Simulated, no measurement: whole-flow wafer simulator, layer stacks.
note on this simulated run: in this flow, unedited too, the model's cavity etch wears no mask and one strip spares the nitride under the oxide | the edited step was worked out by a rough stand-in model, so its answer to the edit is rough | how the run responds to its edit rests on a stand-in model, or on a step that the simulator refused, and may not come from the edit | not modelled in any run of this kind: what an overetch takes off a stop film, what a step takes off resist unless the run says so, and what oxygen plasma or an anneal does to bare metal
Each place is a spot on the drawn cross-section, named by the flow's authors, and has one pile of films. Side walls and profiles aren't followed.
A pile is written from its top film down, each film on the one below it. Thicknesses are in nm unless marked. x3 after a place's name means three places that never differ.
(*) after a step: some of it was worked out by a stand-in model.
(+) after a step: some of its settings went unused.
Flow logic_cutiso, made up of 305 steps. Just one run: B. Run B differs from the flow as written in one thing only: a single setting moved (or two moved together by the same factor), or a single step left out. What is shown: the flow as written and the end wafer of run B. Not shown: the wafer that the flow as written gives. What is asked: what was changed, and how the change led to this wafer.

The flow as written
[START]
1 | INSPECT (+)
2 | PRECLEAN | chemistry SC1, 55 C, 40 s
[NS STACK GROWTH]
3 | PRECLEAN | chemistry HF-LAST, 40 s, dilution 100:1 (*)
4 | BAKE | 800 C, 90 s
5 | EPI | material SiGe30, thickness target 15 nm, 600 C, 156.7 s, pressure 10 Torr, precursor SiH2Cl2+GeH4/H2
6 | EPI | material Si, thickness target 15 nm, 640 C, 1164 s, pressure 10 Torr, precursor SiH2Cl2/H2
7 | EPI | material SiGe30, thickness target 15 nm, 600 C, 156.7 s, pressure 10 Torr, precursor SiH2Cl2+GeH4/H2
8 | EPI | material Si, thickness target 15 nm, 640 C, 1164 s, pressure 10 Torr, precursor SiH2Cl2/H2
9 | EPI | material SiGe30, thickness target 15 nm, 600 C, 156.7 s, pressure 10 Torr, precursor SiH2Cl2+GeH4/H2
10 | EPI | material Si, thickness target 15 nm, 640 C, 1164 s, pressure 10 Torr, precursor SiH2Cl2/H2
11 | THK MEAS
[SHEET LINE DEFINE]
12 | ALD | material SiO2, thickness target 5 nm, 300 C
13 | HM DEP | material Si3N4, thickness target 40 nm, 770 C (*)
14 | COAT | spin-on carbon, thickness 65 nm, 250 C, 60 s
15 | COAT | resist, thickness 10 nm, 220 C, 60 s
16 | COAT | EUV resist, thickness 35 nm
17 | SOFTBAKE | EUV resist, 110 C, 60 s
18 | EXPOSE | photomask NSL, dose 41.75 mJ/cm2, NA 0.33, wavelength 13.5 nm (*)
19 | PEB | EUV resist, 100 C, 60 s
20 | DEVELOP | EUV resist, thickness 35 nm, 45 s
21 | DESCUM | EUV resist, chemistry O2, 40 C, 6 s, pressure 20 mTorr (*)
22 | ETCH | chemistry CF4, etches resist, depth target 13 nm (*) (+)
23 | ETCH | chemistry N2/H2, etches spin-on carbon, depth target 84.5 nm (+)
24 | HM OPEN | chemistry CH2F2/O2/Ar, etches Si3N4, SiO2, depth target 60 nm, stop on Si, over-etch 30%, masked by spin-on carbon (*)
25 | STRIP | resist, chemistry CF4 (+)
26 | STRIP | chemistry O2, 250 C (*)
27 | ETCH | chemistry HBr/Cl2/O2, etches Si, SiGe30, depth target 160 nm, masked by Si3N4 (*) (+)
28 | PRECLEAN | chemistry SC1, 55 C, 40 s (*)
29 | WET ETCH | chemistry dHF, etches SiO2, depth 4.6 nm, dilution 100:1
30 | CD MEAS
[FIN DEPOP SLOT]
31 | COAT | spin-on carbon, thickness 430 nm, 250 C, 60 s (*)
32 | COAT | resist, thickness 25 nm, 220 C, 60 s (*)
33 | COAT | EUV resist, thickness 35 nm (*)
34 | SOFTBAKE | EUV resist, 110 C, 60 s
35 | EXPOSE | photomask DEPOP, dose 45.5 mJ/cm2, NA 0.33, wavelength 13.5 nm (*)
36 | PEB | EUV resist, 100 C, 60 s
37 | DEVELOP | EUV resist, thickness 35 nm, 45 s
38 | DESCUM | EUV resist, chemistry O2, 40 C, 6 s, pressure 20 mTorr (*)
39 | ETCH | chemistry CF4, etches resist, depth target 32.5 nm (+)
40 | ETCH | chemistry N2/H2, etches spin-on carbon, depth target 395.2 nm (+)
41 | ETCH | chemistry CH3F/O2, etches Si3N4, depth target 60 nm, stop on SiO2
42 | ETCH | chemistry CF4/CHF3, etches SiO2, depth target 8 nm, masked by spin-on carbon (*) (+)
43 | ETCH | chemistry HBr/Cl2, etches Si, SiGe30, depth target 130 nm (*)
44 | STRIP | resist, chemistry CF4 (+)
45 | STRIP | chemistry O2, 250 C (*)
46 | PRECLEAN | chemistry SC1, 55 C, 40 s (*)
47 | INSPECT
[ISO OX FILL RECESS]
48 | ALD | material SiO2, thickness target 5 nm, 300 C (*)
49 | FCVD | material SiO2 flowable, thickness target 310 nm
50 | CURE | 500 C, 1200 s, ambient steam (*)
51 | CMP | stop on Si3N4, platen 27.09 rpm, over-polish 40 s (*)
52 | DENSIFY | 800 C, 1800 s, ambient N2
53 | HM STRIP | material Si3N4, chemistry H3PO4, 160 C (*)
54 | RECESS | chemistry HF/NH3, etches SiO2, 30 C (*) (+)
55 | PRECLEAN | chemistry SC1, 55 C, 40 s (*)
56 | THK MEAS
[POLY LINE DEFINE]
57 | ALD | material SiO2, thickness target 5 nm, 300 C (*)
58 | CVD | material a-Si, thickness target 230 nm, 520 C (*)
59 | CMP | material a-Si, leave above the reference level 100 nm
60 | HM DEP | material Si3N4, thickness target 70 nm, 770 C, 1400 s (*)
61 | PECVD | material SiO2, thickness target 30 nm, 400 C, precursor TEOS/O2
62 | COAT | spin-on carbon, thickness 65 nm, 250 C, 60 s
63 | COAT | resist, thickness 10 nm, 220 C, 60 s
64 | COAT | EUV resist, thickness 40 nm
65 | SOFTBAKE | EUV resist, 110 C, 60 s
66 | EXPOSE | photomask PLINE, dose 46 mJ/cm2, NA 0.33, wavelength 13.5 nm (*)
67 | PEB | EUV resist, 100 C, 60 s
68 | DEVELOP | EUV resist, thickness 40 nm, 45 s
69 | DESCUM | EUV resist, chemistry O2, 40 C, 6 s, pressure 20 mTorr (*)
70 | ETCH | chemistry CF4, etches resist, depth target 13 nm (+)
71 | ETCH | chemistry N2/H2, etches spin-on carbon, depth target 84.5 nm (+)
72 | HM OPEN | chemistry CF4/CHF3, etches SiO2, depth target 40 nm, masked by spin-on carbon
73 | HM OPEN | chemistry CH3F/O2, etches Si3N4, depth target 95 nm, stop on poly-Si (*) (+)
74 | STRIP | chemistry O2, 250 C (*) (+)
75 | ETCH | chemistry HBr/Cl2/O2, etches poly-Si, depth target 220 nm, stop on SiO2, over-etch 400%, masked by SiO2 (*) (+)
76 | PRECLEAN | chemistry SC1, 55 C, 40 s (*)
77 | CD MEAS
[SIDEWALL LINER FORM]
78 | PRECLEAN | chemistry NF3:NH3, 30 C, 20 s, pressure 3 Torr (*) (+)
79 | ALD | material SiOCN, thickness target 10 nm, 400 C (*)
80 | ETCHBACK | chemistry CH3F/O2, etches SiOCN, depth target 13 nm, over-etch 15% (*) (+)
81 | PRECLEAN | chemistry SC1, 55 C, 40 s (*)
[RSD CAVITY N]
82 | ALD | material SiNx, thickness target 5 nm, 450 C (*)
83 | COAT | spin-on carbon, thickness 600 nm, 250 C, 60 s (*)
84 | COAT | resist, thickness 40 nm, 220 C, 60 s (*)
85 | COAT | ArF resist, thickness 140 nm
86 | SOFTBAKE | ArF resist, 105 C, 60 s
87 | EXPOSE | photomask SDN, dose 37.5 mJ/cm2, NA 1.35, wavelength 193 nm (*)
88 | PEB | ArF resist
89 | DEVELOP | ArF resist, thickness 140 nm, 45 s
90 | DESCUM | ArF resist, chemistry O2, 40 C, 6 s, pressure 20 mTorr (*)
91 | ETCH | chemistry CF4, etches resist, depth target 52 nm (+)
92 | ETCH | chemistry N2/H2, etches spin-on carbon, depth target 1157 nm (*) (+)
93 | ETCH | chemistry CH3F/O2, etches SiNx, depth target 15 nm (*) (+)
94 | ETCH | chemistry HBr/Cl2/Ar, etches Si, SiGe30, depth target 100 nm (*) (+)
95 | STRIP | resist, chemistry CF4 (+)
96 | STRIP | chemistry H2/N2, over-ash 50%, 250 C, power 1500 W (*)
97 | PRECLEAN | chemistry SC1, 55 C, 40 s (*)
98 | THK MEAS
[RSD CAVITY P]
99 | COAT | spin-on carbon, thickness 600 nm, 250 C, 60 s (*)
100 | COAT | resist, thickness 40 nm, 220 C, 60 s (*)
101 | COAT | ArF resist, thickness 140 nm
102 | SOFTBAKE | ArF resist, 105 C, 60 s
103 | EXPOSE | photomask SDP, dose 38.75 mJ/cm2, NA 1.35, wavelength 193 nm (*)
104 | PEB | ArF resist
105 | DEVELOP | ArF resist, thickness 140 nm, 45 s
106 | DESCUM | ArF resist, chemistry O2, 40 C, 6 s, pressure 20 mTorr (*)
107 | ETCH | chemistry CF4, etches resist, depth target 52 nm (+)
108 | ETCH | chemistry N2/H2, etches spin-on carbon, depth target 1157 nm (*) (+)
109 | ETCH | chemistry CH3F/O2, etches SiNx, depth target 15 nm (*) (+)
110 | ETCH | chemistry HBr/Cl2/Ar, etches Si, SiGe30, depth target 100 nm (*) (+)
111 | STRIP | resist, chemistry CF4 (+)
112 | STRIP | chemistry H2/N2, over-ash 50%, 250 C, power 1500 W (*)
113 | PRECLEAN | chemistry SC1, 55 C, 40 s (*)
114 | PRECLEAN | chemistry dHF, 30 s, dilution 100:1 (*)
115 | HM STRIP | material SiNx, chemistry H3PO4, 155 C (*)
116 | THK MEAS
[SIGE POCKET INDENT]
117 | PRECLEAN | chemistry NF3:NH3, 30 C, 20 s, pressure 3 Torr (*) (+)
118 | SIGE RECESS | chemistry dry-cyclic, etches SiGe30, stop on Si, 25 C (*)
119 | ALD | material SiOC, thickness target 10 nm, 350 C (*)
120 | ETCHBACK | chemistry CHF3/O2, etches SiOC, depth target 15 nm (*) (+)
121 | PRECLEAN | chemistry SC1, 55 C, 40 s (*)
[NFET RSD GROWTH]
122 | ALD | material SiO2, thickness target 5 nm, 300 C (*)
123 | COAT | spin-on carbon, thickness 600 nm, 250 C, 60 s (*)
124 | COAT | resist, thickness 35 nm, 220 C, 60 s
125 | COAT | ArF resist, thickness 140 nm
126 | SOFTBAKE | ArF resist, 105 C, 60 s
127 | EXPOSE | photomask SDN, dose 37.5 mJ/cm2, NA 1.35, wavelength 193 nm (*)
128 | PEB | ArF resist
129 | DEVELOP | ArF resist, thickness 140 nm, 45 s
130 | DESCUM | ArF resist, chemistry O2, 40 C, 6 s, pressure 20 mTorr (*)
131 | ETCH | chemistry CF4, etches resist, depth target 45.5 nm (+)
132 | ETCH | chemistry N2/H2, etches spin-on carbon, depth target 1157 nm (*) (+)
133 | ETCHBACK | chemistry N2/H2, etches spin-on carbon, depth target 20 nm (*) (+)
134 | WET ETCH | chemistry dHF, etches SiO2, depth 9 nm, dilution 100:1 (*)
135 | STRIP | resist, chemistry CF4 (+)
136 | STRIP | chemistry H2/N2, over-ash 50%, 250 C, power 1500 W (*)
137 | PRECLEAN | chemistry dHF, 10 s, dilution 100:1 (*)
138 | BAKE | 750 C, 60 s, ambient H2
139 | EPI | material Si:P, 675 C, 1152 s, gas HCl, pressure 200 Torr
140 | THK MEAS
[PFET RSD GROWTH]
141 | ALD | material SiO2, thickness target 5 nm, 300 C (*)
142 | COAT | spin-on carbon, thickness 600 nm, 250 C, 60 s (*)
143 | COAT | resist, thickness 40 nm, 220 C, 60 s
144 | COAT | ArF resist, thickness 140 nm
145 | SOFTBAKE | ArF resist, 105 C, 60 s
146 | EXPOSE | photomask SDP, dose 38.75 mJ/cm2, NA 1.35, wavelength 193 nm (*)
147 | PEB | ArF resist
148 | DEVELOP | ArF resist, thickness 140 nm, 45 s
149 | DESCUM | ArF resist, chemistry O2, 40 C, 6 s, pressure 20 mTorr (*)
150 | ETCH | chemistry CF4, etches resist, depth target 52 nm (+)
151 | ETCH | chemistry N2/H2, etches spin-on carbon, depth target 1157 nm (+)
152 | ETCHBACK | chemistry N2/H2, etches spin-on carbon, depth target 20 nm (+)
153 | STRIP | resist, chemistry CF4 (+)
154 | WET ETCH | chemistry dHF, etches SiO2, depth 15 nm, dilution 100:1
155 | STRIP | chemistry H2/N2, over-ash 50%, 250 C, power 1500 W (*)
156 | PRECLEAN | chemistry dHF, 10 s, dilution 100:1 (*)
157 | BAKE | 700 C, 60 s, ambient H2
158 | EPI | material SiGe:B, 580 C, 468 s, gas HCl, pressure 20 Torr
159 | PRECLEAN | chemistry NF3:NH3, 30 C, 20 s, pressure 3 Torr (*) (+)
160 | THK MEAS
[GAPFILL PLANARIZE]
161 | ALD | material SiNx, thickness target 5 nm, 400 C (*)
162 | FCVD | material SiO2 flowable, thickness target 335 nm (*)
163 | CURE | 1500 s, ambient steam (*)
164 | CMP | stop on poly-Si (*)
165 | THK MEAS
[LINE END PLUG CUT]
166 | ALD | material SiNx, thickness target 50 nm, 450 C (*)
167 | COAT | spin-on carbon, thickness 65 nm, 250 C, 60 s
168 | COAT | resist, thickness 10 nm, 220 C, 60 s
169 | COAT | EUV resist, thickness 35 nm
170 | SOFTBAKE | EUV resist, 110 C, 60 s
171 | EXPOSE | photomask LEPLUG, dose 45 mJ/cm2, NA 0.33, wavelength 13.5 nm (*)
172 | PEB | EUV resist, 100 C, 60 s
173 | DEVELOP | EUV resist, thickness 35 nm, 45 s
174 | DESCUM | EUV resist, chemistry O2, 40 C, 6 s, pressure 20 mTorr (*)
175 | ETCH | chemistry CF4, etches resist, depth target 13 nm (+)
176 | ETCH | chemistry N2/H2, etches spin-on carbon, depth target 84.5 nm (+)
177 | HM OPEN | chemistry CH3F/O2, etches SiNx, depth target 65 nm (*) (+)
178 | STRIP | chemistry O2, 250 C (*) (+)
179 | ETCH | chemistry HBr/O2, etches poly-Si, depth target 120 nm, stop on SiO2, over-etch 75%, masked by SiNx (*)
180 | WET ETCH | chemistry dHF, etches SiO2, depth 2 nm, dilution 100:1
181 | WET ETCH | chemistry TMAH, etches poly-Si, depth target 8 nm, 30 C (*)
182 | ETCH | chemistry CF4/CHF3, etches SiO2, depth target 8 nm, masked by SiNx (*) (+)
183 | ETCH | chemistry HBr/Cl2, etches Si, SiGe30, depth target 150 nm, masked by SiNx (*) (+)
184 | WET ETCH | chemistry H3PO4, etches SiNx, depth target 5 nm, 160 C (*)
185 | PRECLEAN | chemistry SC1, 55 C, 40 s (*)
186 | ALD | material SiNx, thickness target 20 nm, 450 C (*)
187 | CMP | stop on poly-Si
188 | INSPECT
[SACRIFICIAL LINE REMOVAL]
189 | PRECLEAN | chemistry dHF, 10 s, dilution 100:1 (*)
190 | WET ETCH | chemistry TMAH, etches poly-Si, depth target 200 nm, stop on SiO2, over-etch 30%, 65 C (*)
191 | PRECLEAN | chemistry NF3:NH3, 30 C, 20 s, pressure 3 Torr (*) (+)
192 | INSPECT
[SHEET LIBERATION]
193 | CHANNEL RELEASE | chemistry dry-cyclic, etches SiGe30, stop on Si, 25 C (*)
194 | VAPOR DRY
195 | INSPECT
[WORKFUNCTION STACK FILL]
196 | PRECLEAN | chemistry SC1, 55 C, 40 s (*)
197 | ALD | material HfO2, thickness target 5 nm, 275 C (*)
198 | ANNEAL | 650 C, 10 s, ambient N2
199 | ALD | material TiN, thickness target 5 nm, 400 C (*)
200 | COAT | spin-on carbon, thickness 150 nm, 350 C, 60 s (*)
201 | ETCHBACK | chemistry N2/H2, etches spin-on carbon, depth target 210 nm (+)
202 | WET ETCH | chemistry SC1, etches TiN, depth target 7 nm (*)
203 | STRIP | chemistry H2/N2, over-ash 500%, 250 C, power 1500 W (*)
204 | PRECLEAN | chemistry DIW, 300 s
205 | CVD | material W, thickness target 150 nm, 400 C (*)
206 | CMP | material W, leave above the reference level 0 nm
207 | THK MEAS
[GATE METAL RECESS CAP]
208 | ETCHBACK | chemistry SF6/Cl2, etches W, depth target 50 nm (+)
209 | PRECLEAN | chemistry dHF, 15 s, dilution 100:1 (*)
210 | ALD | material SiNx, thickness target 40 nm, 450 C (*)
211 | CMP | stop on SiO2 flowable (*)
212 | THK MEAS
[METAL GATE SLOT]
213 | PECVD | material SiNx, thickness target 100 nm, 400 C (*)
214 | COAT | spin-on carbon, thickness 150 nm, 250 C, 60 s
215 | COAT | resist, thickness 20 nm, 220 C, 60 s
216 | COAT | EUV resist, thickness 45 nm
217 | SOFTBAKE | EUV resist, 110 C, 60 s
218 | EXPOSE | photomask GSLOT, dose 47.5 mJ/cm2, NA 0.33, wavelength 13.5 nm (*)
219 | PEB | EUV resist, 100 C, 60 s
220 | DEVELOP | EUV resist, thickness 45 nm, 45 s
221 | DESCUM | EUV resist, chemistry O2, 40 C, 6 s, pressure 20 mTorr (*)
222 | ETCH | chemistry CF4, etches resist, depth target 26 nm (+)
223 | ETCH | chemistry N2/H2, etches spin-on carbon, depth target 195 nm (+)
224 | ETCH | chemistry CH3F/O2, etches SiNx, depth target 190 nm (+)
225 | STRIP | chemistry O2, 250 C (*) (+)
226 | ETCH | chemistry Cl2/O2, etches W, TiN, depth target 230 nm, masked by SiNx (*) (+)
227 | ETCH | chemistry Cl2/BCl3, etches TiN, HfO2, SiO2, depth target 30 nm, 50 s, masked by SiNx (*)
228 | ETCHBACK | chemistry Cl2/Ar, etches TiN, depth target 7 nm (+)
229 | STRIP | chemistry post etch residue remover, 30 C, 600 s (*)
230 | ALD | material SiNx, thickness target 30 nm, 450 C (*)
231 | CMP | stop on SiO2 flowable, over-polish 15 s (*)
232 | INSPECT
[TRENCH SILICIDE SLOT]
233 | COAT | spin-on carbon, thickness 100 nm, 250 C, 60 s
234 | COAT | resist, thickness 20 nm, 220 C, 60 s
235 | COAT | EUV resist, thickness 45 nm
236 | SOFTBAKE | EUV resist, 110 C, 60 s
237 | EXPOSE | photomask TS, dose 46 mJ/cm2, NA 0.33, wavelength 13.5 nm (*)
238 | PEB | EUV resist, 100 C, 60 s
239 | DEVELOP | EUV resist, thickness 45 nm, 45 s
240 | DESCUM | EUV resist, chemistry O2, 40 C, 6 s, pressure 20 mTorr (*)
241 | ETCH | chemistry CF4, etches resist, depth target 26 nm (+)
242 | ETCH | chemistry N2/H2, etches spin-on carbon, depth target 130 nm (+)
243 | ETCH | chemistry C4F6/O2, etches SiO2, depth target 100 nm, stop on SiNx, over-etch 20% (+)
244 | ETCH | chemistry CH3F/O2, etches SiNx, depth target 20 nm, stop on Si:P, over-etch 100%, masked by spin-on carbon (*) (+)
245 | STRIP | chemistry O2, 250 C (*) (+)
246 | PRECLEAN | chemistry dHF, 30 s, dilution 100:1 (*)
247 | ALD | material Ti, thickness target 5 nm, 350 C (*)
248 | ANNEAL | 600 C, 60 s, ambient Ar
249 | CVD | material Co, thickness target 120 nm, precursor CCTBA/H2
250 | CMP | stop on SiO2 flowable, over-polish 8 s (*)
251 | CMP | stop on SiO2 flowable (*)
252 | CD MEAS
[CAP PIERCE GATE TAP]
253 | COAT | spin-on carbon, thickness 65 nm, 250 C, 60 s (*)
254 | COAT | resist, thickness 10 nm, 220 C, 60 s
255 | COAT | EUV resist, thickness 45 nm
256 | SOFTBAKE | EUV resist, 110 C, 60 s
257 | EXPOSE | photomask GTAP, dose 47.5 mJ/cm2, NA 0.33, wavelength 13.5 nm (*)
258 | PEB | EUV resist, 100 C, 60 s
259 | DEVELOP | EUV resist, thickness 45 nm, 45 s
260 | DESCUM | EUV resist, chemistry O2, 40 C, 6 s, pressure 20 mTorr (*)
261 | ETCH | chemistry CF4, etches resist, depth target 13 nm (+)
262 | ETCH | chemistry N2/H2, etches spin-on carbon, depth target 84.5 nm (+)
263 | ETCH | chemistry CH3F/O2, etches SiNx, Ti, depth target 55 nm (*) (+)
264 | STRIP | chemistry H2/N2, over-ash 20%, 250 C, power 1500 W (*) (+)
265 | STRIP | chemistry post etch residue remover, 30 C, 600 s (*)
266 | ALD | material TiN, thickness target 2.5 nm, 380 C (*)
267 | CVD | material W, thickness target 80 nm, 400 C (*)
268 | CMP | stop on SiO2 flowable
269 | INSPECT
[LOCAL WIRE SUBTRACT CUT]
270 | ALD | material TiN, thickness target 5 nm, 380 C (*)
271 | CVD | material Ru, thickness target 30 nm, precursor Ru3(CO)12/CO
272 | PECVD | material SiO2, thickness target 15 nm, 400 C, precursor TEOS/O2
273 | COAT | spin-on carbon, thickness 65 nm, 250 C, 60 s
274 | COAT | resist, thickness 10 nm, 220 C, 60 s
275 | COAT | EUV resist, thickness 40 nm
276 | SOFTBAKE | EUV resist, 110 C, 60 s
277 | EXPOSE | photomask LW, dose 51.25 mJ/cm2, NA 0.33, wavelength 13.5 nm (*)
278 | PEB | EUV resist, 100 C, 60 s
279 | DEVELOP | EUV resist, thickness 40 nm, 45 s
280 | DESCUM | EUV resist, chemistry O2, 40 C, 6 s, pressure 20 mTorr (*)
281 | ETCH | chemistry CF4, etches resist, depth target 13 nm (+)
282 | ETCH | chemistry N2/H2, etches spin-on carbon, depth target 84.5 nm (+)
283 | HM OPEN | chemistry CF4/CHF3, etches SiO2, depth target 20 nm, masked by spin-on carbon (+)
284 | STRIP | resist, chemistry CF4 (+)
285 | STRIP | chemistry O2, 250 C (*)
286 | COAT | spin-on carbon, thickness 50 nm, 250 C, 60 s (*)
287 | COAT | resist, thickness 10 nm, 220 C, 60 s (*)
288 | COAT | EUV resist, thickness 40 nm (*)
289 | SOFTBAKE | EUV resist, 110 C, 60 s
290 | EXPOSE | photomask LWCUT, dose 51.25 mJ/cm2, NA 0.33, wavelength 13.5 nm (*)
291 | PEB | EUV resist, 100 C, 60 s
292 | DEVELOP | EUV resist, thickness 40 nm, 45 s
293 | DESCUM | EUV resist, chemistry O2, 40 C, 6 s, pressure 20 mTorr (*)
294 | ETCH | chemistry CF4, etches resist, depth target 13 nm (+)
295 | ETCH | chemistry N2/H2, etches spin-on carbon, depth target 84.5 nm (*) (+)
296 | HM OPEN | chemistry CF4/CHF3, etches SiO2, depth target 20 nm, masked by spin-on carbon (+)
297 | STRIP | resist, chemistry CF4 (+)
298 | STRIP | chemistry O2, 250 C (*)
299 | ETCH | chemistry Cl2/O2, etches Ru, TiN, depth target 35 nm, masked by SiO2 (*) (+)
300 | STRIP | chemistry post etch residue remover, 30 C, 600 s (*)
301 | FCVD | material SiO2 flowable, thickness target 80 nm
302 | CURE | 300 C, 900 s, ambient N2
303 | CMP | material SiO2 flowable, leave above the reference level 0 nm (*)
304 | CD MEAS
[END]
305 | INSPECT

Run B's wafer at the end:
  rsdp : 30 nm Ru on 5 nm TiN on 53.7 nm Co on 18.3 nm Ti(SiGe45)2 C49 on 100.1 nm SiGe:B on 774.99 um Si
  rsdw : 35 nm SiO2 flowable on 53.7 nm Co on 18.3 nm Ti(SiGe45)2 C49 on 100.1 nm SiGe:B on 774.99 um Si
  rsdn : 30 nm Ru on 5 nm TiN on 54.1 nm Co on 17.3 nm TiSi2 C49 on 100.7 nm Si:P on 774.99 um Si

The reason: step 247, ALD: thickness target 6.8 nm was run, whereas the flow has thickness target 5 nm.

Step by step, how the change led to this:
  247 | ALD | material Ti, thickness target 5 nm, 350 C (*)
      depop, dpovl, gfld and 19 more: Ti gains 6.8 (new film) (it would be, as written: Ti gains 5 (new film))
  248 | ANNEAL | 600 C, 60 s, ambient Ar
      rsdp, rsdw: Ti(SiGe45)2 C49 gains 18.3 (new film), Ti loses 6.8 (all of it), SiGe:B loses 16.3 (it would be, as written: Ti(SiGe45) first gains 8.95 (new film), Ti loses 5 (all of it), SiGe:B loses 5.98)
      rsdn: TiSi2 C49 gains 17.3 (new film), Ti loses 6.8 (all of it), Si:P loses 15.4 (it would be, as written: TiSi2 C49 gains 12.7 (new film), Ti loses 5 (all of it), Si:P loses 11.3)
  250 | CMP | stop on SiO2 flowable, over-polish 8 s (*)
      iso: Co loses 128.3 (all of it), Ti loses 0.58 (it would be, as written: Co loses 127.1)
      rsdx: Co loses 127.9 (all of it), Ti loses 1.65 (it would be, as written: Co loses 127.9 (all of it))
      (also at 17 further places)
  251 | CMP | stop on SiO2 flowable (*)
      iso: Ti loses 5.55 (it would be, as written: Co loses 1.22 (all of it), Ti loses 4.34)
